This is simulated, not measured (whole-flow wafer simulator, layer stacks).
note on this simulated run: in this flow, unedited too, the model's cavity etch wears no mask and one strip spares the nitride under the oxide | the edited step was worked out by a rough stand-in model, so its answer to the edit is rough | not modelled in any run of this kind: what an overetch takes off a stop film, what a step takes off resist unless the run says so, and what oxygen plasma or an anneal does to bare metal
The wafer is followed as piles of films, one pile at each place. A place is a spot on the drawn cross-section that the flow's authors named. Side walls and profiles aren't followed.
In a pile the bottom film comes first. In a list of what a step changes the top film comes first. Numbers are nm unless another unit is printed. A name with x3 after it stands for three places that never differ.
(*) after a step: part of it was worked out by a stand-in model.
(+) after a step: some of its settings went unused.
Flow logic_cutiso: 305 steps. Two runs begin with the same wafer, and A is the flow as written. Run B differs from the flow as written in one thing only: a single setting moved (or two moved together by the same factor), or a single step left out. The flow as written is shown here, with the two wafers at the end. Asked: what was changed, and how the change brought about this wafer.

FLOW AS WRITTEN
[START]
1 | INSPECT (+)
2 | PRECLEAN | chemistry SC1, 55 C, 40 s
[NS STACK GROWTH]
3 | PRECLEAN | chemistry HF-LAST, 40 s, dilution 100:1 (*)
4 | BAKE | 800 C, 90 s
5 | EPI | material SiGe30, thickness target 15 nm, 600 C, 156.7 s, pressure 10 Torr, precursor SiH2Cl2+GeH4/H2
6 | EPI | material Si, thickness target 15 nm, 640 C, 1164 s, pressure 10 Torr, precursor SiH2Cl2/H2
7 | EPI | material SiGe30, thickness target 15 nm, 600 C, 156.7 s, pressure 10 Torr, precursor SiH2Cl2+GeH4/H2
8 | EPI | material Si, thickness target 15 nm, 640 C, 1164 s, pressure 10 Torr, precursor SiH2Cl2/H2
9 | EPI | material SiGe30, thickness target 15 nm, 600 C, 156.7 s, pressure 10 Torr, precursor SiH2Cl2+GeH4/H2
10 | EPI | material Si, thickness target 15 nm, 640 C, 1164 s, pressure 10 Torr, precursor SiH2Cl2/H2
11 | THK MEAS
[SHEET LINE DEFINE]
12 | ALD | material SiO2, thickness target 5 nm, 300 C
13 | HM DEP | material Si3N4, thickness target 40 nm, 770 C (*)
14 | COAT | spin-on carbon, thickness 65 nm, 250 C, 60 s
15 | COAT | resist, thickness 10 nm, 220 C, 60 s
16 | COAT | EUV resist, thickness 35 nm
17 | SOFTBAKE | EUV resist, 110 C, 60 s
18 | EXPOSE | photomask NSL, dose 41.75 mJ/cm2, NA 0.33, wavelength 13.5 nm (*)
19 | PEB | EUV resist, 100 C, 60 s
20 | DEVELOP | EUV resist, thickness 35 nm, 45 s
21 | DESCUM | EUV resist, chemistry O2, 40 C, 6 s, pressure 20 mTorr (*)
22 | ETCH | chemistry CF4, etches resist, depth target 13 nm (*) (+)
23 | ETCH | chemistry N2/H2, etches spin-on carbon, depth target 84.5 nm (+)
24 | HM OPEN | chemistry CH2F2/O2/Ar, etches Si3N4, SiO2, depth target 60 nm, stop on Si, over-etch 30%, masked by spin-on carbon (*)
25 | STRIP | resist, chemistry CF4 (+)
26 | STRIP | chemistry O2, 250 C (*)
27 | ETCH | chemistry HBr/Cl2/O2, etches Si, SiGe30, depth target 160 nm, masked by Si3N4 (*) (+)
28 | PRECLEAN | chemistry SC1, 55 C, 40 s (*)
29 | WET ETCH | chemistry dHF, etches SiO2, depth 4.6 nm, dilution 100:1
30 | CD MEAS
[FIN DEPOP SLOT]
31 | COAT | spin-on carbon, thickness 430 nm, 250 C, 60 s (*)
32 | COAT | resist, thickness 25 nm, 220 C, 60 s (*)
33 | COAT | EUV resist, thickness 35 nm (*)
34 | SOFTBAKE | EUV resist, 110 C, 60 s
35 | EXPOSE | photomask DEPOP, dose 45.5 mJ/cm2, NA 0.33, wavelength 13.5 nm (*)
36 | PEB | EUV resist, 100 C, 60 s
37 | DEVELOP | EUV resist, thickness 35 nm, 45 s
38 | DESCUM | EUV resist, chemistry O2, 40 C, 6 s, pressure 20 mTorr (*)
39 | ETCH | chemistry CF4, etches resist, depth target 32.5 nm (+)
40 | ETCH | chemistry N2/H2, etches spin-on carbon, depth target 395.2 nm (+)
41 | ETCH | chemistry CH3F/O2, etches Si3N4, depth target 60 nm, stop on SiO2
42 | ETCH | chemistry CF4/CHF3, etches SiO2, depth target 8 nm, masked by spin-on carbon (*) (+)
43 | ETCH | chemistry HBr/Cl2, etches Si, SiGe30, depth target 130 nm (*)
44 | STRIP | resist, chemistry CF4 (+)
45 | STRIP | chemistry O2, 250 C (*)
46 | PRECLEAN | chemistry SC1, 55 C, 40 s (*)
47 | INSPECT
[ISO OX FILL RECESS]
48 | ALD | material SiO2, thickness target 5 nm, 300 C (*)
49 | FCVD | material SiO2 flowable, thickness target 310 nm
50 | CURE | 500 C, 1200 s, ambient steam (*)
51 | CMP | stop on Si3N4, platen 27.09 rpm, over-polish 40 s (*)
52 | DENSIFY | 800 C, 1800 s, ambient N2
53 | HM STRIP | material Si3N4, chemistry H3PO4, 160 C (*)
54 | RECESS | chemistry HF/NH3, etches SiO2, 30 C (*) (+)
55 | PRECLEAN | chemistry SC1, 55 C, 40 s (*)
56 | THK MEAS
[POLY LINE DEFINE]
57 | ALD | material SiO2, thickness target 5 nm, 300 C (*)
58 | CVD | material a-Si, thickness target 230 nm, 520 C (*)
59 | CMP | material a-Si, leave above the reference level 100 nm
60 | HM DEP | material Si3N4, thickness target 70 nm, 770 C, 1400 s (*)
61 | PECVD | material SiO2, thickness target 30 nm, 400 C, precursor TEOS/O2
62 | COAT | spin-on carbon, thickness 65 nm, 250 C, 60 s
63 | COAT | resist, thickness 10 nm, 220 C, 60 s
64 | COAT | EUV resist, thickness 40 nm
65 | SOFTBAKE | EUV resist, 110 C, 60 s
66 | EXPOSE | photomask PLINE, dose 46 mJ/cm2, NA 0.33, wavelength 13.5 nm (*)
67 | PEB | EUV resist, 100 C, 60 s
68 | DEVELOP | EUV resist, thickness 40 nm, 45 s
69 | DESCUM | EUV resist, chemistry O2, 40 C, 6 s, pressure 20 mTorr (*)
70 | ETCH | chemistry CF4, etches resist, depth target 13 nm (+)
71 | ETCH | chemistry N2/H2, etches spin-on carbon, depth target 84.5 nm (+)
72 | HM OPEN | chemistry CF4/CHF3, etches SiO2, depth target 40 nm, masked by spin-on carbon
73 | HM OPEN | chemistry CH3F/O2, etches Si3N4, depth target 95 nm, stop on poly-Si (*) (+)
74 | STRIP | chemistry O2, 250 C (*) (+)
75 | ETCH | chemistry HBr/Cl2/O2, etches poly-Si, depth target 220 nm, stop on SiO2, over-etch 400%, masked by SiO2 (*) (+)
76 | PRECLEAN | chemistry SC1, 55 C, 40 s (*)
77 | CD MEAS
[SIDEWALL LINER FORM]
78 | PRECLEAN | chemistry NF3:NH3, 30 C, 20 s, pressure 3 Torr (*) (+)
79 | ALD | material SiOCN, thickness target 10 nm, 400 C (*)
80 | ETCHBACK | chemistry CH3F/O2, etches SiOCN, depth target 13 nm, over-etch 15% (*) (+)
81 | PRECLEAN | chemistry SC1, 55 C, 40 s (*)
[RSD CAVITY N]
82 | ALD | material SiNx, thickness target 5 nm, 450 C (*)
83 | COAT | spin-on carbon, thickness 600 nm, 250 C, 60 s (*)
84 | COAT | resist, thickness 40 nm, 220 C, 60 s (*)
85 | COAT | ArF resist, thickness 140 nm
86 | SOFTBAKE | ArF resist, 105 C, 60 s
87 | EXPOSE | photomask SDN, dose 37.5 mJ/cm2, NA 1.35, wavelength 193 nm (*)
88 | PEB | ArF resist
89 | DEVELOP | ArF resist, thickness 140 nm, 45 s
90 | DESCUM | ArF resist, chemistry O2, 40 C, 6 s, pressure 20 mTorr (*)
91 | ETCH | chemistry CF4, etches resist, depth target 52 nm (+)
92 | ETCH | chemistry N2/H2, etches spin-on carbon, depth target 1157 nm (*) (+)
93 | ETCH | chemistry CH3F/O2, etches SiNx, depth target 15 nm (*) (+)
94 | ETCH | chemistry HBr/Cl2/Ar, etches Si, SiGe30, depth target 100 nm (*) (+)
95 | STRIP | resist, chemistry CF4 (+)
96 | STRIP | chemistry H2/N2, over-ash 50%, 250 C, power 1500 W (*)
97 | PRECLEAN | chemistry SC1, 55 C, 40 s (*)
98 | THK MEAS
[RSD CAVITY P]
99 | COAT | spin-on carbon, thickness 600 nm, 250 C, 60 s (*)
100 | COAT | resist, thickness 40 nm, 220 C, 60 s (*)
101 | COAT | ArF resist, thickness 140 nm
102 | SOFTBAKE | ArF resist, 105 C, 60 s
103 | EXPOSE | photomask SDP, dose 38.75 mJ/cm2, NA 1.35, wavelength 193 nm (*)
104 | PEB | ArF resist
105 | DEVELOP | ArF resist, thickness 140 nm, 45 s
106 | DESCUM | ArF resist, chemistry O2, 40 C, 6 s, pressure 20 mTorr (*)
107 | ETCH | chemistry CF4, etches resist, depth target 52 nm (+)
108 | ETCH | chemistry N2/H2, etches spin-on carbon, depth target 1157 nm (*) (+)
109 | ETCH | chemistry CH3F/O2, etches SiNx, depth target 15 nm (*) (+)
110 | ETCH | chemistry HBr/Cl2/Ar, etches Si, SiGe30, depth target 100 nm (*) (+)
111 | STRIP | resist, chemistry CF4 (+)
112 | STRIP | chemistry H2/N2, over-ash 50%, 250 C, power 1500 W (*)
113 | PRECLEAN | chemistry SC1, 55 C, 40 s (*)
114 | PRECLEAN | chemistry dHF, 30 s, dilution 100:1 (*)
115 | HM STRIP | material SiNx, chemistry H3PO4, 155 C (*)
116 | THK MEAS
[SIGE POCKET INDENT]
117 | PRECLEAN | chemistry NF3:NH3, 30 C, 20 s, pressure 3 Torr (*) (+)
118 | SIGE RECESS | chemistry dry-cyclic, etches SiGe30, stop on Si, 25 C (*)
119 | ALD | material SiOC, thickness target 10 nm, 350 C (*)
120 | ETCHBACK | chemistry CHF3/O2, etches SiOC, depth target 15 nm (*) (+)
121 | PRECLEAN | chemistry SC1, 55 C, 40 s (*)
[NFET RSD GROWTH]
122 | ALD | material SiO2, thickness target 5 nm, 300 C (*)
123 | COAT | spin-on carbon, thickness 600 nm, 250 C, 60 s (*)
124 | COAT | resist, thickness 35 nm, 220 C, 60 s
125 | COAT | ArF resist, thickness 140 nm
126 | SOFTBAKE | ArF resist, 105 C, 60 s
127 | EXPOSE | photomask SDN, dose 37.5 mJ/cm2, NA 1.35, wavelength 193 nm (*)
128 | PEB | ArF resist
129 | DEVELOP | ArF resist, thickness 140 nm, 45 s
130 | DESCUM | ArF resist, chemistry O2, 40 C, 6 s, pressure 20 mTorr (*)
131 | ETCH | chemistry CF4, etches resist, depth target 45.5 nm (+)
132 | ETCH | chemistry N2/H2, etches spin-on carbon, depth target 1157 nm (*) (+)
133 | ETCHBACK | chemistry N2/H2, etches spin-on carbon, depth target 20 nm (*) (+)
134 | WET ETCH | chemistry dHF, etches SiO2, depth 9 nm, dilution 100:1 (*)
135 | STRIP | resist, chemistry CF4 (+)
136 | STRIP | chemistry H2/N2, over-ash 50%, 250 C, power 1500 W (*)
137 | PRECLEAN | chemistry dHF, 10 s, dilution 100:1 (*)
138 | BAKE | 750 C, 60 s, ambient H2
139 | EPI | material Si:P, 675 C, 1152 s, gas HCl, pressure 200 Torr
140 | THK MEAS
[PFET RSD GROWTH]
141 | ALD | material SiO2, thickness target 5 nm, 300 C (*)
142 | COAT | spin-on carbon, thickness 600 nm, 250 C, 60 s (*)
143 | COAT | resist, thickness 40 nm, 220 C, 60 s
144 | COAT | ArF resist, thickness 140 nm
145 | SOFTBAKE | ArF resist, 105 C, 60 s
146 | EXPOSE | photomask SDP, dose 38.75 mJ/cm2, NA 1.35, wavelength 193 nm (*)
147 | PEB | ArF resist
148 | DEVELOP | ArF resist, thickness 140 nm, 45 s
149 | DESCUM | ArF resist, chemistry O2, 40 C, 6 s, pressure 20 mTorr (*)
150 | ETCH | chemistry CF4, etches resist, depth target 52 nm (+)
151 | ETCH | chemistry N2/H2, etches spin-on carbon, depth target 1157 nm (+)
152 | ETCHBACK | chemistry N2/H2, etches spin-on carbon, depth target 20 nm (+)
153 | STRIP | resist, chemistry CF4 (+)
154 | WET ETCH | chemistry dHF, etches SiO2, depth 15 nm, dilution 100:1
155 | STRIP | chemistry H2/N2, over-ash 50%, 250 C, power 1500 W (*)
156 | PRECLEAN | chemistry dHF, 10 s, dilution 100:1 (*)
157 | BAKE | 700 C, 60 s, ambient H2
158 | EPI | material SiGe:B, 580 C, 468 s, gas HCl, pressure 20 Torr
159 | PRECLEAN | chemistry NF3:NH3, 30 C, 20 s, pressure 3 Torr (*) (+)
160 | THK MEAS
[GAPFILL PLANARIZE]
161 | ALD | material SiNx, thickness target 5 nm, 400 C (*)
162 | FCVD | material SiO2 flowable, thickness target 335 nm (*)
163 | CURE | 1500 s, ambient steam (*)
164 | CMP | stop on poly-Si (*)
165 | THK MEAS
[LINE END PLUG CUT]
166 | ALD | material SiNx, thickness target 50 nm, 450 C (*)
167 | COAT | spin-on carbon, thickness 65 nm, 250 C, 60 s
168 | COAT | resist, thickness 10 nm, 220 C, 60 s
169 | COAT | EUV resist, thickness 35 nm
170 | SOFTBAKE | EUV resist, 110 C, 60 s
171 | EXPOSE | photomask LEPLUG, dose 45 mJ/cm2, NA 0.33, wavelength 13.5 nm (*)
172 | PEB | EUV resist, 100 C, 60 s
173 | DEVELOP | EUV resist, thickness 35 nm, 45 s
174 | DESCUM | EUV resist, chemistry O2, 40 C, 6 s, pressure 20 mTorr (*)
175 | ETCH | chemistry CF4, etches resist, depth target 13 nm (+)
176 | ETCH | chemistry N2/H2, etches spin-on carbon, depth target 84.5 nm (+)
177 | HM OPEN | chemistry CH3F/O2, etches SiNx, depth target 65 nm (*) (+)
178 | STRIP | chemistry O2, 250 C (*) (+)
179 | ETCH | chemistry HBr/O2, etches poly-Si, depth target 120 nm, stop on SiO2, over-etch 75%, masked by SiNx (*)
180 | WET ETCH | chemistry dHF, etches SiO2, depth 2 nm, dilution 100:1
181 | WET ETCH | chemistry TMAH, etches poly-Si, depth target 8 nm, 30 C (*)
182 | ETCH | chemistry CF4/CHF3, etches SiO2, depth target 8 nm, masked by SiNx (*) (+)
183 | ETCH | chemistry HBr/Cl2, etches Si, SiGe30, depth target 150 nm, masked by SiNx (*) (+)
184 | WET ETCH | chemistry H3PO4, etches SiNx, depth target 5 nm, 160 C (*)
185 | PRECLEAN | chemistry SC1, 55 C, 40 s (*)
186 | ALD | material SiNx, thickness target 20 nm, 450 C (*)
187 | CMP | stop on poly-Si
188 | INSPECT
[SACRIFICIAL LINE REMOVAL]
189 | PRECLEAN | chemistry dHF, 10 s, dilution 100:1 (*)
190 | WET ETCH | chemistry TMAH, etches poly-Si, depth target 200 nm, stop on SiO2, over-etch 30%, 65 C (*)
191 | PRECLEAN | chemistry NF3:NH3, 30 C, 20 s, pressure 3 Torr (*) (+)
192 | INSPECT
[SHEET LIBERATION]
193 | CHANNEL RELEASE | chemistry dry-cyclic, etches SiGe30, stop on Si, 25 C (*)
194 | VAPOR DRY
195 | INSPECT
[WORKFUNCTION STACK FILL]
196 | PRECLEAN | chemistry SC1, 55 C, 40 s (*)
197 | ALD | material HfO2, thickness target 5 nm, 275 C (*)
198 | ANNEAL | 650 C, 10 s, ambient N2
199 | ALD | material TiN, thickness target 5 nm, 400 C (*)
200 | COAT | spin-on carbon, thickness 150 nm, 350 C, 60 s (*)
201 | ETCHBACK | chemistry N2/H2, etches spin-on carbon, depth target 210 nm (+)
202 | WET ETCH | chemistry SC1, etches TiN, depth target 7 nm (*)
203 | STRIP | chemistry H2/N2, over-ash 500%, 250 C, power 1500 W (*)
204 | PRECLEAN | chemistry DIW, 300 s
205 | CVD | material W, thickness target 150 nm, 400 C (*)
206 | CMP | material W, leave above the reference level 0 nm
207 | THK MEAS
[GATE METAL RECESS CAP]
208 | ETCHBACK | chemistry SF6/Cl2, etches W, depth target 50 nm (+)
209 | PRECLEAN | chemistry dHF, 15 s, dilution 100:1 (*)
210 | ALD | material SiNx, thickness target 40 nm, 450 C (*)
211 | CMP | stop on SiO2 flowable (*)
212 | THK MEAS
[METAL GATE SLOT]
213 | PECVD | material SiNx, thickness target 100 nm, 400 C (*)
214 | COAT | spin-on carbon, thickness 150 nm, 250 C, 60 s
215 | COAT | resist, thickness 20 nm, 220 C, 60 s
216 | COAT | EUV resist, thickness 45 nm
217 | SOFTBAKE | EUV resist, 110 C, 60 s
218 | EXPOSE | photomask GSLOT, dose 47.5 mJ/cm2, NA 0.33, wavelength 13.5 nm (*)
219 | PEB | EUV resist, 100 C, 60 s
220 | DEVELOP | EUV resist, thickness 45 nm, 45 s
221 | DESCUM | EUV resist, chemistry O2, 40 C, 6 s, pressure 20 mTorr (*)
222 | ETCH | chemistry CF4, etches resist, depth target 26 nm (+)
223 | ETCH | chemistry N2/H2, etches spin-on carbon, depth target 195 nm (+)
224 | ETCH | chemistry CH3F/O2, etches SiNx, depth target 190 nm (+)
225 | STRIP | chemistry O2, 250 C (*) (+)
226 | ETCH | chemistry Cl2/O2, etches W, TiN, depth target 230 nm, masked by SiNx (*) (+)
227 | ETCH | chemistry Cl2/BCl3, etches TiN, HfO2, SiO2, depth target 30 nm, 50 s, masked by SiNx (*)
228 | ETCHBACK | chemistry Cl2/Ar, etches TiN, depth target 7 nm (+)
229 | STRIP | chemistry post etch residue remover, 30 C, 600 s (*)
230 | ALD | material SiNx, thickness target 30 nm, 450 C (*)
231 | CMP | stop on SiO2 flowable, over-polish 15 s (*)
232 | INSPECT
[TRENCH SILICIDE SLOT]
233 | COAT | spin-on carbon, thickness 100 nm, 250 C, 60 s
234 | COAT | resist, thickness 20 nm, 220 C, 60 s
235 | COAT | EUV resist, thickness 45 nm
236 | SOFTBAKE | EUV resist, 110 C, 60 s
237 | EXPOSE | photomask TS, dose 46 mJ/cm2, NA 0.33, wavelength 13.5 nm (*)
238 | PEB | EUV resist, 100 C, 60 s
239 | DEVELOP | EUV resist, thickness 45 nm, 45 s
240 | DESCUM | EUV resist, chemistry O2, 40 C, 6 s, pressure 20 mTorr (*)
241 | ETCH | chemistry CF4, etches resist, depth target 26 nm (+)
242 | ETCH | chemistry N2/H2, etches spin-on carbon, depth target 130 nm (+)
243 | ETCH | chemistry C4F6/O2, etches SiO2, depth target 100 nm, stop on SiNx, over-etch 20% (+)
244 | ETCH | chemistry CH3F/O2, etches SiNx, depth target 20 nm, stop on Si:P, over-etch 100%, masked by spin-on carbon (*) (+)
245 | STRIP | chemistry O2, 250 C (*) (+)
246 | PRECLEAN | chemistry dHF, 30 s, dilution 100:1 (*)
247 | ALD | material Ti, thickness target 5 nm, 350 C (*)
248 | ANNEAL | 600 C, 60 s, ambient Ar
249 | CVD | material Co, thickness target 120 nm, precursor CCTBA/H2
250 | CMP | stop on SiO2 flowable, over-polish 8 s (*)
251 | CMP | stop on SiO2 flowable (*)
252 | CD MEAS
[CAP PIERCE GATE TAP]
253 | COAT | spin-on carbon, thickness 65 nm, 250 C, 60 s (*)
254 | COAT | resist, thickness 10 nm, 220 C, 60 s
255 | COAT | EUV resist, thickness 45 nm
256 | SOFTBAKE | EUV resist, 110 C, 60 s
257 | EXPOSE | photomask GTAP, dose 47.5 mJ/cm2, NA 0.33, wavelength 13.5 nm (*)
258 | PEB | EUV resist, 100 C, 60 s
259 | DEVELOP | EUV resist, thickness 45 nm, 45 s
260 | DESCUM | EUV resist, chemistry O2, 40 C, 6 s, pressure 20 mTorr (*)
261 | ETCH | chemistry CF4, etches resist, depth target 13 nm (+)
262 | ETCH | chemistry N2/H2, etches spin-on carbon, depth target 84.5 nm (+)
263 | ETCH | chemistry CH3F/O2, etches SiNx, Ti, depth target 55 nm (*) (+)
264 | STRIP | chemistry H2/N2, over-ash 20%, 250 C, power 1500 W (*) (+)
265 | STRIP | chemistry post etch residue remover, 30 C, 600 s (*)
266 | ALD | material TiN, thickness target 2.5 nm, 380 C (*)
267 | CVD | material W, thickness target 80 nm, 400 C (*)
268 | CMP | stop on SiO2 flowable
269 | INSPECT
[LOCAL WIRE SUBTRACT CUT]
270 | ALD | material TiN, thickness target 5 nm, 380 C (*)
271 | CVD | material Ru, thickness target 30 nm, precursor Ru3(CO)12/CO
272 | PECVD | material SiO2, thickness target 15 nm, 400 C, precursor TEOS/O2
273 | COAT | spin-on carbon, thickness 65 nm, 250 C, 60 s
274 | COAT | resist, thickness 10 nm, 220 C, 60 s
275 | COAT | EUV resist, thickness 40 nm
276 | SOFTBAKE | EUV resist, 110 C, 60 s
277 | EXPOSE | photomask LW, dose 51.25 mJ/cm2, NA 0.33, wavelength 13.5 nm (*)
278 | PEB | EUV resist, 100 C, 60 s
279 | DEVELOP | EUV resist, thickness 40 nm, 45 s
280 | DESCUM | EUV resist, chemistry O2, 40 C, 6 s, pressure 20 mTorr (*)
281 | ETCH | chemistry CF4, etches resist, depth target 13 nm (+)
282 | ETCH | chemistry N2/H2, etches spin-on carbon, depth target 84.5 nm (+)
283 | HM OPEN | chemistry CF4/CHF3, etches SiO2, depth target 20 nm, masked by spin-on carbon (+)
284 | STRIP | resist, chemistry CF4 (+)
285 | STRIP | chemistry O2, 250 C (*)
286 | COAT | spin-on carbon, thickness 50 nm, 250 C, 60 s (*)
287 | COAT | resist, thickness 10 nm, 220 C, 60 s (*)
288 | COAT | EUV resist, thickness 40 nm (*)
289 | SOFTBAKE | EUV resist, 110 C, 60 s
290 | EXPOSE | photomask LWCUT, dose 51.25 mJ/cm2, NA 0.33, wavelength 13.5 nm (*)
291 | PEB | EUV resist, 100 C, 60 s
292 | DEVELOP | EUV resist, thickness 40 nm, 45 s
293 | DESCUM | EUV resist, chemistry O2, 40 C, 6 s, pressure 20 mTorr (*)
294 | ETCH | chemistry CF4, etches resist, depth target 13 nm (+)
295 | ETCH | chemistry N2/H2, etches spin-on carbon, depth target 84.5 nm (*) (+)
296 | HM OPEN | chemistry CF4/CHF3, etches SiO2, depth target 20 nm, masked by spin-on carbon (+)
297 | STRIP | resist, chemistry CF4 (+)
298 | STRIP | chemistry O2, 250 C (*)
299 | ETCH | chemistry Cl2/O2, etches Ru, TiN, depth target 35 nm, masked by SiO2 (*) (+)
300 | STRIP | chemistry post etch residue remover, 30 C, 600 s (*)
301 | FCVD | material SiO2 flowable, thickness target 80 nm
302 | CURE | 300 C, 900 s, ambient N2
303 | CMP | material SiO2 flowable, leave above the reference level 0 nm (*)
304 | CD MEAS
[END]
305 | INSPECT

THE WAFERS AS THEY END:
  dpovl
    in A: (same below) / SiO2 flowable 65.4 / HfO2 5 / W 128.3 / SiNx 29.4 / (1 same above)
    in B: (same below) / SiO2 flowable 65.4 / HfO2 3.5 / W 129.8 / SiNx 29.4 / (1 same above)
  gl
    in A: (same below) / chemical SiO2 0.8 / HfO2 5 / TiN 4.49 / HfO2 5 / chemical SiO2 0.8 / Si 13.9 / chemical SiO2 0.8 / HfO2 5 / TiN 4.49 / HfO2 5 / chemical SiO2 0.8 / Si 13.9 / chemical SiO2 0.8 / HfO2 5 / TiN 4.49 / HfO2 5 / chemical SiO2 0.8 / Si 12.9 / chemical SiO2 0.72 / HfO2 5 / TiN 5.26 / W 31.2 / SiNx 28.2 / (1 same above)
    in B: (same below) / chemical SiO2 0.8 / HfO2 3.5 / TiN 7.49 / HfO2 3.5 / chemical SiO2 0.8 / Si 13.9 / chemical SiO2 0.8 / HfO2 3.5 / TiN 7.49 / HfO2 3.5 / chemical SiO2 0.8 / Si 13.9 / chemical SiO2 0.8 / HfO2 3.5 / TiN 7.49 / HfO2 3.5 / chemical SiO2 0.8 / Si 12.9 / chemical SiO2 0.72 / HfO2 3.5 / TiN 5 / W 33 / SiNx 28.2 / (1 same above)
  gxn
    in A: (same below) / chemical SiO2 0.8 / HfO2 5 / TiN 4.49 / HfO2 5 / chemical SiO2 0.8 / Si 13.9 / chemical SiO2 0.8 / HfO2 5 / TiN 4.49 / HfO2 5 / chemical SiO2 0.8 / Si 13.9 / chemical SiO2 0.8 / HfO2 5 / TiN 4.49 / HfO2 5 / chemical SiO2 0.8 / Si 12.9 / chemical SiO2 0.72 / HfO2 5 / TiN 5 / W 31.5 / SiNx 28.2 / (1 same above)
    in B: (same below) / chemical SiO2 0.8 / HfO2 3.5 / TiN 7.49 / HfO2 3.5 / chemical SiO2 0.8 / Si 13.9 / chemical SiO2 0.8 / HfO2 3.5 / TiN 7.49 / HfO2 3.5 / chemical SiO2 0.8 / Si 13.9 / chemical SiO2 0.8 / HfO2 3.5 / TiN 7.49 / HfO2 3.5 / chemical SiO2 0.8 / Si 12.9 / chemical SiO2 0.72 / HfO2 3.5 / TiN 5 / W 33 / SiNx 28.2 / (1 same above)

What caused this: step 197, ALD: thickness target 3.5 nm was run, whereas the flow has thickness target 5 nm.
The wafer lets one read it off: dpovl has HfO2 3.5, and step 197 as written asks for 5 nm.

How this came from the change, step by step:
  197 | ALD | material HfO2, thickness target 5 nm, 275 C (*)
      depop, dpovl, gfld and 12 more: A HfO2 gains 5 (new film) | B HfO2 gains 3.5 (new film)
      gl, glp, gxn, gxp, ns, tap: A HfO2 gains 5 (new film), HfO2 gains 5 (new film), cavity loses 10, HfO2 gains 5 (new film), HfO2 gains 5 (new film), cavity loses 10, HfO2 gains 5 (new film), HfO2 gains 5 (new film), cavity loses 10, HfO2 gains 5 (new film) | B HfO2 gains 3.5 (new film), HfO2 gains 3.5 (new film), cavity loses 7, HfO2 gains 3.5 (new film), HfO2 gains 3.5 (new film), cavity loses 7, HfO2 gains 3.5 (new film), HfO2 gains 3.5 (new film), cavity loses 7, HfO2 gains 3.5 (new film)
      (as well as at 1 more place)
  199 | ALD | material TiN, thickness target 5 nm, 400 C (*)
      gl, glp, tap: A TiN gains 5.26 (new film), TiN gains 4.49 (new film), cavity loses 4.49 (all of it), TiN gains 4.49 (new film), cavity loses 4.49 (all of it), TiN gains 4.49 (new film), cavity loses 4.49 (all of it) | B TiN gains 5 (new film), TiN gains 7.49 (new film), cavity loses 7.49 (all of it), TiN gains 7.49 (new film), cavity loses 7.49 (all of it), TiN gains 7.49 (new film), cavity loses 7.49 (all of it)
      gxn, gxp, ns: A TiN gains 5 (new film), TiN gains 4.49 (new film), cavity loses 4.49 (all of it), TiN gains 4.49 (new film), cavity loses 4.49 (all of it), TiN gains 4.49 (new film), cavity loses 4.49 (all of it) | B TiN gains 5 (new film), TiN gains 7.49 (new film), cavity loses 7.49 (all of it), TiN gains 7.49 (new film), cavity loses 7.49 (all of it), TiN gains 7.49 (new film), cavity loses 7.49 (all of it)
      (as well as at 1 more place)
  200 | COAT | spin-on carbon, thickness 150 nm, 350 C, 60 s (*)
      rsdn, rsdw: A spin-on carbon gains 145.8 (new film) | B spin-on carbon gains 141.3 (new film)
      rsdp, rsdx: A spin-on carbon gains 145.6 (new film) | B spin-on carbon gains 141 (new film)
      (as well as at 7 more places)
  201 | ETCHBACK | chemistry N2/H2, etches spin-on carbon, depth target 210 nm (+)
      rsdn, rsdw: A spin-on carbon loses 145.8 (all of it) | B spin-on carbon loses 141.3 (all of it)
      rsdp, rsdx: A spin-on carbon loses 145.6 (all of it) | B spin-on carbon loses 141 (all of it)
      (as well as at 7 more places)
  203 | STRIP | chemistry H2/N2, over-ash 500%, 250 C, power 1500 W (*)
      gl, glp: A spin-on carbon loses 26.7 (all of it) | B spin-on carbon loses 22.5 (all of it)
      gxn, gxp: A spin-on carbon loses 26.8 (all of it) | B spin-on carbon loses 22.1 (all of it)
      (as well as at 3 more places)
  206 | CMP | material W, leave above the reference level 0 nm
      lnr, lnri, lnrp, lnrt: A W loses 150 (all of it), HfO2 loses 5 (all of it), SiOCN loses 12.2 | B W loses 150 (all of it), HfO2 loses 3.5 (all of it), SiOCN loses 12.2
      rsdn, rsdp, rsdw, rsdx: A W loses 162.2 (all of it), HfO2 loses 5 (all of it) | B W loses 162.2 (all of it), HfO2 loses 3.5 (all of it)
      (as well as at 2 more places)
  227 | ETCH | chemistry Cl2/BCl3, etches TiN, HfO2, SiO2, depth target 30 nm, 50 s, masked by SiNx (*)
      gfld: A HfO2 loses 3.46 (all of it), SiO2 flowable loses 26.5 | B HfO2 loses 1.94 (all of it), SiO2 flowable loses 28.1
